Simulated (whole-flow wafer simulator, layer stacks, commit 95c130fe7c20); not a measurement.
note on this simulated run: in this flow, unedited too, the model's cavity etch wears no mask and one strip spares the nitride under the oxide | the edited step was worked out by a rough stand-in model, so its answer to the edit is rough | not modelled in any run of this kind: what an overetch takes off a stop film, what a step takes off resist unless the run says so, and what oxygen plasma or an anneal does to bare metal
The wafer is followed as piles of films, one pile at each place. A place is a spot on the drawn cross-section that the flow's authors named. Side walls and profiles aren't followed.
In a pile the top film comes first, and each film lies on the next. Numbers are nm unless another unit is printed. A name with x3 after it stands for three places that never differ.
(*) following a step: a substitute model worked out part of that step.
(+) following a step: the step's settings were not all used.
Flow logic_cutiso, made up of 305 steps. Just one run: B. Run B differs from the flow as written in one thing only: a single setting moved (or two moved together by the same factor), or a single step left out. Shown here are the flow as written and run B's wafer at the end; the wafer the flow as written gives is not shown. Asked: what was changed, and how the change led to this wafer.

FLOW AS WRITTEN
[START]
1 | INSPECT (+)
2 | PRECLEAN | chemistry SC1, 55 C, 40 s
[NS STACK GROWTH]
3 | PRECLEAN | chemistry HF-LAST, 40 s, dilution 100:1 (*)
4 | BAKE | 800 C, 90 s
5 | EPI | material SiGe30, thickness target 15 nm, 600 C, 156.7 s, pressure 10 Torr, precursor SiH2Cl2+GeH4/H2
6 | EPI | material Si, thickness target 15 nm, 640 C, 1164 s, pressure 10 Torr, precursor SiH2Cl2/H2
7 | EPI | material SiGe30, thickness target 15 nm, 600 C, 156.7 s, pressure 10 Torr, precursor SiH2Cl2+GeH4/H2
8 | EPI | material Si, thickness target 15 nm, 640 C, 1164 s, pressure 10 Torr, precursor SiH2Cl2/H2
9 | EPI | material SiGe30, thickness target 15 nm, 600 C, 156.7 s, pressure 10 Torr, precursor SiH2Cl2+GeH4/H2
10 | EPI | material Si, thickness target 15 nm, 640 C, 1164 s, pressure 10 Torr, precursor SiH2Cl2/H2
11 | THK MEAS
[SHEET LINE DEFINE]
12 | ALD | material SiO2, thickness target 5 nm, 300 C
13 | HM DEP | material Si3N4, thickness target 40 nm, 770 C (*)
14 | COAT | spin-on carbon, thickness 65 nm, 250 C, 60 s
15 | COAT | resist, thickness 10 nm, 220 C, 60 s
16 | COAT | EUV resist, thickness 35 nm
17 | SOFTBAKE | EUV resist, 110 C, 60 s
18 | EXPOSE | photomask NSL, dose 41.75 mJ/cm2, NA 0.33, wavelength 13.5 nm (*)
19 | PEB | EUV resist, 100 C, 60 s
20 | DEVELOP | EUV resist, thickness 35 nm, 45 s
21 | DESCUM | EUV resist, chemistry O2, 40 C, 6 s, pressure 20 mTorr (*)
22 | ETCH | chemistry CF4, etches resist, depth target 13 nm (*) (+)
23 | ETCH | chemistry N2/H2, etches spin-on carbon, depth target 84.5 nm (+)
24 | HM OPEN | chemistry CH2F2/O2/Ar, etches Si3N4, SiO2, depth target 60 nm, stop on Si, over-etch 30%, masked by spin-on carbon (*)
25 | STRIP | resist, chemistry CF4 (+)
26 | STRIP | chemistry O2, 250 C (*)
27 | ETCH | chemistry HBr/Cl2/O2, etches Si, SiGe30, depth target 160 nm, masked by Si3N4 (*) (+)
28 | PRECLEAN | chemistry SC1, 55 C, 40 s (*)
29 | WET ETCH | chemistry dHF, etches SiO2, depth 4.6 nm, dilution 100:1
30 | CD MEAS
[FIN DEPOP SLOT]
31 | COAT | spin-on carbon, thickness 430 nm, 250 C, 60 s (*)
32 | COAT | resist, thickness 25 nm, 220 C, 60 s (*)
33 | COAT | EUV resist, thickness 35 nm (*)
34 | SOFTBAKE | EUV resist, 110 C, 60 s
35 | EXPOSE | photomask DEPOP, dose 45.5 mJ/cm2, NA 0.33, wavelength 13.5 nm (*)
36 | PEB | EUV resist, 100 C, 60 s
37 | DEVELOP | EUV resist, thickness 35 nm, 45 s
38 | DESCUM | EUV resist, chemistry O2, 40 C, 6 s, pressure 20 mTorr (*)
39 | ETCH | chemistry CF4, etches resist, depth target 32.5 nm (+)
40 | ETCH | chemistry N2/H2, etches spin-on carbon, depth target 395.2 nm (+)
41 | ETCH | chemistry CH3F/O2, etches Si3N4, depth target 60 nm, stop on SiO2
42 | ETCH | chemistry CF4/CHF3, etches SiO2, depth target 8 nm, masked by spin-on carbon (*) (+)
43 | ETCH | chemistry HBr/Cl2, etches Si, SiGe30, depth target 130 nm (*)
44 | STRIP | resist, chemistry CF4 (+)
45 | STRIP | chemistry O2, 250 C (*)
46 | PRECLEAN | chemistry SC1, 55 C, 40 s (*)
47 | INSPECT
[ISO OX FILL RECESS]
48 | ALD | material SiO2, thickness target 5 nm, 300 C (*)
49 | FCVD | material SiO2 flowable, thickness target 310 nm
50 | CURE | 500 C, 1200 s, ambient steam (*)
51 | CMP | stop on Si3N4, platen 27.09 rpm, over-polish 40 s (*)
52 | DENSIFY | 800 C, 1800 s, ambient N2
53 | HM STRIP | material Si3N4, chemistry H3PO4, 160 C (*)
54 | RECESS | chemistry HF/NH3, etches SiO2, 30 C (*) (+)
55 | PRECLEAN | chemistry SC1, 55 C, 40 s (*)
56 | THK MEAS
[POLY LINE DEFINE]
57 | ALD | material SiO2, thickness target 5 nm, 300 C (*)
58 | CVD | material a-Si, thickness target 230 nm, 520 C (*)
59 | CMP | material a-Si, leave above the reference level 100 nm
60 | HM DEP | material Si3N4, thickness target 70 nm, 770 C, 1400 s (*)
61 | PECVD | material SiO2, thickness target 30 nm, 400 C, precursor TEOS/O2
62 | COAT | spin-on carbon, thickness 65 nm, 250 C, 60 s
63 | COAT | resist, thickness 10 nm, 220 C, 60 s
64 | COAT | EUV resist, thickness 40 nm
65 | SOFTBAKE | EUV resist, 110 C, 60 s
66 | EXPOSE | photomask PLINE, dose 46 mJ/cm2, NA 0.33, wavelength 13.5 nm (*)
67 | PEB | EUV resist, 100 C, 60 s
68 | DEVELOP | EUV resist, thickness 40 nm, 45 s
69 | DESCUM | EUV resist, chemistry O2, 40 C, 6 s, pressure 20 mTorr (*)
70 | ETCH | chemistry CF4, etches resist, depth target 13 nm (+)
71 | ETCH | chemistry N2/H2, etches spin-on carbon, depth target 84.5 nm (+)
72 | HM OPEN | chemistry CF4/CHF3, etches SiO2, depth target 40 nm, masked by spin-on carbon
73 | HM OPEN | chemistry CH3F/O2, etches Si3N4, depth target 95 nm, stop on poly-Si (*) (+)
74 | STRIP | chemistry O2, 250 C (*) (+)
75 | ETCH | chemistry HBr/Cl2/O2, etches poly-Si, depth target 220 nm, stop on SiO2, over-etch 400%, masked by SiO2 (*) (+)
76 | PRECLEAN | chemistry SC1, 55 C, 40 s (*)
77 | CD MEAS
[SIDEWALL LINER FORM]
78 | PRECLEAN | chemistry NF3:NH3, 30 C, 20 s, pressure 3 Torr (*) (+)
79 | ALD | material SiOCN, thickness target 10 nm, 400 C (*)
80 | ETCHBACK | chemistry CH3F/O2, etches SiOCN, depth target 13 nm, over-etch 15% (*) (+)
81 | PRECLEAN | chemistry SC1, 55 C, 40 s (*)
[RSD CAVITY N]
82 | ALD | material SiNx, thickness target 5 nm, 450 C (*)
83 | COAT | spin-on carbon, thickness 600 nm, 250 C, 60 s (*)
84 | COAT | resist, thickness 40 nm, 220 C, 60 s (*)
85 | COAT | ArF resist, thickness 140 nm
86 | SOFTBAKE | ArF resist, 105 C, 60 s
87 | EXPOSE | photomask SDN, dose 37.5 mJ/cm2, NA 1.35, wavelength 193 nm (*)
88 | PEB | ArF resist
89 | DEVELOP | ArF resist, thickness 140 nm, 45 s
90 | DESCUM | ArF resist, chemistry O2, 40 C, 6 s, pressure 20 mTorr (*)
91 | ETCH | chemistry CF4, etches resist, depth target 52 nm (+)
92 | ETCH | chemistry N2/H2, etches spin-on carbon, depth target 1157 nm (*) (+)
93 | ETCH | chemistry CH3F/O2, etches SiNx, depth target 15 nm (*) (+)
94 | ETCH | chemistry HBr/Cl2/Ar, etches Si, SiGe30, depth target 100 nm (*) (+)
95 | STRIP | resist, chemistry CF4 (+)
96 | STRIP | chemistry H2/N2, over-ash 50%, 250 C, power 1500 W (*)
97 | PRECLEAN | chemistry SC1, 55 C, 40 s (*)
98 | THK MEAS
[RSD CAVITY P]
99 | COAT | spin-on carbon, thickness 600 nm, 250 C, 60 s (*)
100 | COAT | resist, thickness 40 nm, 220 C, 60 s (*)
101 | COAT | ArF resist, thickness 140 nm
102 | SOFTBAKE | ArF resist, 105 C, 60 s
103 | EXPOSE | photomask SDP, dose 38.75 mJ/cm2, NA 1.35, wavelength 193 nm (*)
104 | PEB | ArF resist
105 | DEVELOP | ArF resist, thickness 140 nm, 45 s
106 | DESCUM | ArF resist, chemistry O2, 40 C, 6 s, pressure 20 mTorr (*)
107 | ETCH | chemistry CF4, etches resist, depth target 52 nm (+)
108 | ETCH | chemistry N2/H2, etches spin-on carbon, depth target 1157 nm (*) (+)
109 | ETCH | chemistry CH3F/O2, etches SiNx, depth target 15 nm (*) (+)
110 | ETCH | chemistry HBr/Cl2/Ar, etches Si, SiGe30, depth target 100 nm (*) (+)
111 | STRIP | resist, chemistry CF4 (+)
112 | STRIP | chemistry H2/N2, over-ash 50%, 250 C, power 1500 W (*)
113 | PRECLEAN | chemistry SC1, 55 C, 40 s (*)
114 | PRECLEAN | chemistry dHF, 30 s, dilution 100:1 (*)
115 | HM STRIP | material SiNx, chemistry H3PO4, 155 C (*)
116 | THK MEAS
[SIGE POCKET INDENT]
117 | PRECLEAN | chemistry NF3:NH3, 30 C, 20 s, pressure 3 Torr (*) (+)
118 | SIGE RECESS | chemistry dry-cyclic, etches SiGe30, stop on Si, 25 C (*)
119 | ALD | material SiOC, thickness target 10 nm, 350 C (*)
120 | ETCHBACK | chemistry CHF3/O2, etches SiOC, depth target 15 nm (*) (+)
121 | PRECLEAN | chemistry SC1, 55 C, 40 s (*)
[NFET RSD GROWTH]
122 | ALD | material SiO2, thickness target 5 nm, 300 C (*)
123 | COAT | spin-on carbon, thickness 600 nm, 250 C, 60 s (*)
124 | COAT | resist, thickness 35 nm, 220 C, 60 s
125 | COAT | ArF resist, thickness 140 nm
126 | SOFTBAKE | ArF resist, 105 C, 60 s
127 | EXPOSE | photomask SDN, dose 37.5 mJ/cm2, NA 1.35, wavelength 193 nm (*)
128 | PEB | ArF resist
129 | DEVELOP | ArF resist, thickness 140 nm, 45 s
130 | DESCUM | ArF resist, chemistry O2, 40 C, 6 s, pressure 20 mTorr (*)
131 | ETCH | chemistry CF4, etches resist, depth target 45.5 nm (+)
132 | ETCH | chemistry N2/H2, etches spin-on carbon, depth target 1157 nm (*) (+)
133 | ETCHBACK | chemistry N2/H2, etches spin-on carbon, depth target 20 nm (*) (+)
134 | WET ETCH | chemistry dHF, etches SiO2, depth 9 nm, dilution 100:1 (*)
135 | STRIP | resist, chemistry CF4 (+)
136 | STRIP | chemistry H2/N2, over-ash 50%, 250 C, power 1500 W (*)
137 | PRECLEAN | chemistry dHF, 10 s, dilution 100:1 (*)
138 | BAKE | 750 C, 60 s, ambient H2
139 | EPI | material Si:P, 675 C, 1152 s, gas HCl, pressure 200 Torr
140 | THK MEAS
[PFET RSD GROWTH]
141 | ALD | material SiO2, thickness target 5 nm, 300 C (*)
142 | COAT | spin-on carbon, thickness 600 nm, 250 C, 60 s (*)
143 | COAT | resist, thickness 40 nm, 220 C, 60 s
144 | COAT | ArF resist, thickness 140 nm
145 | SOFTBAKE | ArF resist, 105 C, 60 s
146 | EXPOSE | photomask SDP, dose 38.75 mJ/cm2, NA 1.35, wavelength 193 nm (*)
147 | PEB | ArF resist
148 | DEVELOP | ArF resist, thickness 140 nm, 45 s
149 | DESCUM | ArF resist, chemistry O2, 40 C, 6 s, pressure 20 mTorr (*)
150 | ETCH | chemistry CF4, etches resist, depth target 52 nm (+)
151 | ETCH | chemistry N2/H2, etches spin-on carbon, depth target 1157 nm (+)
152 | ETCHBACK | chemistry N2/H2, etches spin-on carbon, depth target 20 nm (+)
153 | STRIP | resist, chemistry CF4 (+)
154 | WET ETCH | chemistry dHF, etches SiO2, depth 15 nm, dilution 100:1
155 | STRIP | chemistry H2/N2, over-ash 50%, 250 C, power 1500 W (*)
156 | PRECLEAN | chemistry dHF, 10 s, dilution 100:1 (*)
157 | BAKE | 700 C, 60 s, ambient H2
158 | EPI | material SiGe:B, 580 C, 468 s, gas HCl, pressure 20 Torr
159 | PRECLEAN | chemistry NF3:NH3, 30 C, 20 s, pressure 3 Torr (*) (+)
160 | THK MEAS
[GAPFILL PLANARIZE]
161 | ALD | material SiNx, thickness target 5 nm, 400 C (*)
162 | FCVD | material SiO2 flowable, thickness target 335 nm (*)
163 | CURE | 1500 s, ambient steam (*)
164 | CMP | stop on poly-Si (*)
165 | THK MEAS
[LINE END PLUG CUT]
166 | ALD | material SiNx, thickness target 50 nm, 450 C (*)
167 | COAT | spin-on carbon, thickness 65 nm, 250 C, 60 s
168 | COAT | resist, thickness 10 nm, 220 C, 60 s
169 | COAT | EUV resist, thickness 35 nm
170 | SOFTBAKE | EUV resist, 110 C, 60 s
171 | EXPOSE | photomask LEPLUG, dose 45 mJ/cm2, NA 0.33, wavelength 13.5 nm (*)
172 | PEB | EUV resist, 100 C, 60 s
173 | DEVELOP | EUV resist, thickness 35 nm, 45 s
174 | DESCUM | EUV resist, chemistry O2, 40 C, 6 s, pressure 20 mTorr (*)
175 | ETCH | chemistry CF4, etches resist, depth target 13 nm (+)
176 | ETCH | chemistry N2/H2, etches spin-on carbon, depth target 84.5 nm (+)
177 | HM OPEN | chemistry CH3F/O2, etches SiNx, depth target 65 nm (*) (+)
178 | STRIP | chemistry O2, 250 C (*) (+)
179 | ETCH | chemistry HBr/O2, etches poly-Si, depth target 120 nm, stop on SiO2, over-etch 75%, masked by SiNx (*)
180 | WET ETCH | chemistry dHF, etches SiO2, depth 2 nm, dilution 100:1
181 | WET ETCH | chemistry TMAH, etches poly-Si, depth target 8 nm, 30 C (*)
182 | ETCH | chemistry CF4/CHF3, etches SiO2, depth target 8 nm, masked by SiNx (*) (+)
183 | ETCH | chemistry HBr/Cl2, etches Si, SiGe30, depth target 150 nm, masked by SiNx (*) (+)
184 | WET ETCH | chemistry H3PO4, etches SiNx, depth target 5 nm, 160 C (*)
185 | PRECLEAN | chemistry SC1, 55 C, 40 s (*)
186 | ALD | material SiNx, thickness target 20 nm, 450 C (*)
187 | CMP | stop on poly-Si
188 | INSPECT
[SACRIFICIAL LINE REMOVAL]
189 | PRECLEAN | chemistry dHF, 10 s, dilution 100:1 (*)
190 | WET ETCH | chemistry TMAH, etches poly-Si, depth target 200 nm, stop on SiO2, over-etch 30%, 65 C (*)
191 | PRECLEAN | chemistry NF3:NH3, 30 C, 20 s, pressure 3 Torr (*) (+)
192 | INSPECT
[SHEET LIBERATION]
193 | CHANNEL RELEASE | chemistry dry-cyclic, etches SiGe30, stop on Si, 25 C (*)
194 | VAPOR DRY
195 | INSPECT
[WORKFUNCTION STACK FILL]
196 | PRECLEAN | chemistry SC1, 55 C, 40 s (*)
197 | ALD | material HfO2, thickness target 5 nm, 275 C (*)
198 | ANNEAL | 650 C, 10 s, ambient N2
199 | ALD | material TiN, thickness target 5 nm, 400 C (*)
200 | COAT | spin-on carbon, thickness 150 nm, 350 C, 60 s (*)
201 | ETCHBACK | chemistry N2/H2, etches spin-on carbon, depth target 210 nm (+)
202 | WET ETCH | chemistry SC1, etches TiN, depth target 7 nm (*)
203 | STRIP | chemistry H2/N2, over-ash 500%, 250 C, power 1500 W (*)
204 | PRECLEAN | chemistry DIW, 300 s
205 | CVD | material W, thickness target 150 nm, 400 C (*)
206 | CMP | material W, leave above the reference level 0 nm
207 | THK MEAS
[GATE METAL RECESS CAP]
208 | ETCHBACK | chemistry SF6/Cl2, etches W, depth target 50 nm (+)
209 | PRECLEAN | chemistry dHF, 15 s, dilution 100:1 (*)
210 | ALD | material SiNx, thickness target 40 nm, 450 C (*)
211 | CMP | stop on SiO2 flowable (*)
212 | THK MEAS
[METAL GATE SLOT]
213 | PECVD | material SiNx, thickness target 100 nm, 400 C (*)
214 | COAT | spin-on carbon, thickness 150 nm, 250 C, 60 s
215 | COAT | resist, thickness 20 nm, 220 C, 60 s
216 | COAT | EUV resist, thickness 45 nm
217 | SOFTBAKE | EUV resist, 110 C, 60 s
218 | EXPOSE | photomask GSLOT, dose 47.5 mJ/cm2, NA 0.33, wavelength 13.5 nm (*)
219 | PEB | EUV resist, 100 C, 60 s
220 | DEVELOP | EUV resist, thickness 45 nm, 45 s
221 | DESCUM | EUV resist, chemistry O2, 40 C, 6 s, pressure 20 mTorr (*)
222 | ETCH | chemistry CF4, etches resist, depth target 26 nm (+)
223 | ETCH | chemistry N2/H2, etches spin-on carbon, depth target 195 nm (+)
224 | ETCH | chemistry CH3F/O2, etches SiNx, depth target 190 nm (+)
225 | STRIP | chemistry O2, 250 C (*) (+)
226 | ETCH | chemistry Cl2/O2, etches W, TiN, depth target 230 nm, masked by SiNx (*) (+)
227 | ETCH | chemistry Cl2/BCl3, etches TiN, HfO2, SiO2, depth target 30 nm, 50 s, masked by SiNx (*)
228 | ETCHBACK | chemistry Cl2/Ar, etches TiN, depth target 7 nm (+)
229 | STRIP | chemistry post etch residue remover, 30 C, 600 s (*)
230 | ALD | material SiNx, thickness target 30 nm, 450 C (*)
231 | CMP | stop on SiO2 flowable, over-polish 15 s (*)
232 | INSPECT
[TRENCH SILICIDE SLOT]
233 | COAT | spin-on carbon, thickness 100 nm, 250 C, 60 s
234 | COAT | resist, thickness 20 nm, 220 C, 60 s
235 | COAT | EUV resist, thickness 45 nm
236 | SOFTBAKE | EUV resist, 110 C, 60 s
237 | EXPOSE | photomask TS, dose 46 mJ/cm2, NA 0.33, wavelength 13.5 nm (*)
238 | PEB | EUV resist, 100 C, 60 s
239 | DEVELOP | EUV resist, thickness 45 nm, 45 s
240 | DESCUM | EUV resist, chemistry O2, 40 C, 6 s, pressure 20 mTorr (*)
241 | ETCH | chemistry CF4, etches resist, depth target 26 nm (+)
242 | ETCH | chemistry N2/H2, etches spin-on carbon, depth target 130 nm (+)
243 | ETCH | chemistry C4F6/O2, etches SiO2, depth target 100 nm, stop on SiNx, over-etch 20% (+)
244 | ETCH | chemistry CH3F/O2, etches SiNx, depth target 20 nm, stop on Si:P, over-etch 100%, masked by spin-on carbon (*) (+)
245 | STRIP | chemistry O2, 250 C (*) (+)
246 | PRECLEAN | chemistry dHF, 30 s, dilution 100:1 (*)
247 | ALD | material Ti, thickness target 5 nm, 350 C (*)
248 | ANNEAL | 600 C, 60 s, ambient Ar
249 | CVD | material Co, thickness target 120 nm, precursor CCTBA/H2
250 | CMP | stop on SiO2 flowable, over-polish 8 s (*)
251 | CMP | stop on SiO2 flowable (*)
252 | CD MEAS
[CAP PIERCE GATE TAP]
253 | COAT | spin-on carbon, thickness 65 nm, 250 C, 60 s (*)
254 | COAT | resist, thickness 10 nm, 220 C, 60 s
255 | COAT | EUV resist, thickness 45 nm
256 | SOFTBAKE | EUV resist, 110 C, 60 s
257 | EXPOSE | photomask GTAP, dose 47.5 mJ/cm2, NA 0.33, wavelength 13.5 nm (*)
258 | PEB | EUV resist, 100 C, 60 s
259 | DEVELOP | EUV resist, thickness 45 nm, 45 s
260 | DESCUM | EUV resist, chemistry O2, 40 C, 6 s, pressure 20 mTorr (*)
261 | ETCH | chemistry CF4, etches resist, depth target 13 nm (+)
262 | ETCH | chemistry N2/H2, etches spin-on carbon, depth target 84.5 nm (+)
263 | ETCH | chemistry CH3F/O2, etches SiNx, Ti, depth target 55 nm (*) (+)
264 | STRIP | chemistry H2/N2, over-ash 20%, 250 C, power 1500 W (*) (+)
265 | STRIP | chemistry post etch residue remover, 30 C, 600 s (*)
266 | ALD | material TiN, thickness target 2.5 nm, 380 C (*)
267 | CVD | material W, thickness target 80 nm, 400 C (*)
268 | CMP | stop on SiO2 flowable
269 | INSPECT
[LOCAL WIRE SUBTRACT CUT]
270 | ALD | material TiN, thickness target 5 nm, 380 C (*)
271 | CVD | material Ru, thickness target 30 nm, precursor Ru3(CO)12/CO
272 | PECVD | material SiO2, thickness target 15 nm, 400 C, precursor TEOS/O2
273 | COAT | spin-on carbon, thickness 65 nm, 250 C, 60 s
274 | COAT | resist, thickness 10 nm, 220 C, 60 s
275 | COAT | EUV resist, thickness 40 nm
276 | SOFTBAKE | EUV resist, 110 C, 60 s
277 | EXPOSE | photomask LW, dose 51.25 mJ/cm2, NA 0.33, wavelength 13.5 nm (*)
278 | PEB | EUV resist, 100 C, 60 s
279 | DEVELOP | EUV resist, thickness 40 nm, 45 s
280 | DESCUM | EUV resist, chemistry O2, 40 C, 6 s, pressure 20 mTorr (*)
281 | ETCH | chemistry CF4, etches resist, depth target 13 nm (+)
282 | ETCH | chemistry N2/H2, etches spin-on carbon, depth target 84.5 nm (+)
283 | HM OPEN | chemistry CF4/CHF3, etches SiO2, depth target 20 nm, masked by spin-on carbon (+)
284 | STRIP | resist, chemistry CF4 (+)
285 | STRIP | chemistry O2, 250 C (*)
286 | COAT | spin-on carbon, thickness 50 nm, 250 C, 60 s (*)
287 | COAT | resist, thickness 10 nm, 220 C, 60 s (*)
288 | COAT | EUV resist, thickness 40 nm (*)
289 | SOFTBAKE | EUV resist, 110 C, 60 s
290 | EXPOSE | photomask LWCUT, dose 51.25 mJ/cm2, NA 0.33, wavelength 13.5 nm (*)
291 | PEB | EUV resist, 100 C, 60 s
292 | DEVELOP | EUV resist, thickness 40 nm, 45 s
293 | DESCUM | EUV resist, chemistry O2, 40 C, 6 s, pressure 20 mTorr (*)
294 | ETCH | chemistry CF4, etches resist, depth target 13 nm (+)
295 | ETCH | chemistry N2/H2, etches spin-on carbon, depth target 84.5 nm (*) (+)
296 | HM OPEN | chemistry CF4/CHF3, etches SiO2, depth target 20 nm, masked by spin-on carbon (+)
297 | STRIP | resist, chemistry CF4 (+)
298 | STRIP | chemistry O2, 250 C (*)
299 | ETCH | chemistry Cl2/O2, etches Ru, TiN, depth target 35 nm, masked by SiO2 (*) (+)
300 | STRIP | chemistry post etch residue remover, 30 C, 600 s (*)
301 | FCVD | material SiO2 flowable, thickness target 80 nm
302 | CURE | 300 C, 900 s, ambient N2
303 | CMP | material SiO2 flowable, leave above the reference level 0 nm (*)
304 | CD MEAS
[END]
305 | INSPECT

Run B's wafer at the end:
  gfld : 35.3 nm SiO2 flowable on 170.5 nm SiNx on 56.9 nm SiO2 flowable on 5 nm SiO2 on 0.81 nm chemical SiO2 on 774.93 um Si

What caused this: step 227, ETCH: depth target 12 nm was run, whereas the flow has depth target 30 nm.

Step by step, how the change led to this:
  227 | ETCH | chemistry Cl2/BCl3, etches TiN, HfO2, SiO2, depth target 30 nm, 50 s, masked by SiNx (*)
      gfld: HfO2 loses 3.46 (all of it), SiO2 flowable loses 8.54 (in the flow as written it would be: HfO2 loses 3.46 (all of it), SiO2 flowable loses 26.5)
  230 | ALD | material SiNx, thickness target 30 nm, 450 C (*)
      gfld: SiNx gains 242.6 (new film) (in the flow as written it would be: SiNx gains 260.6 (new film))
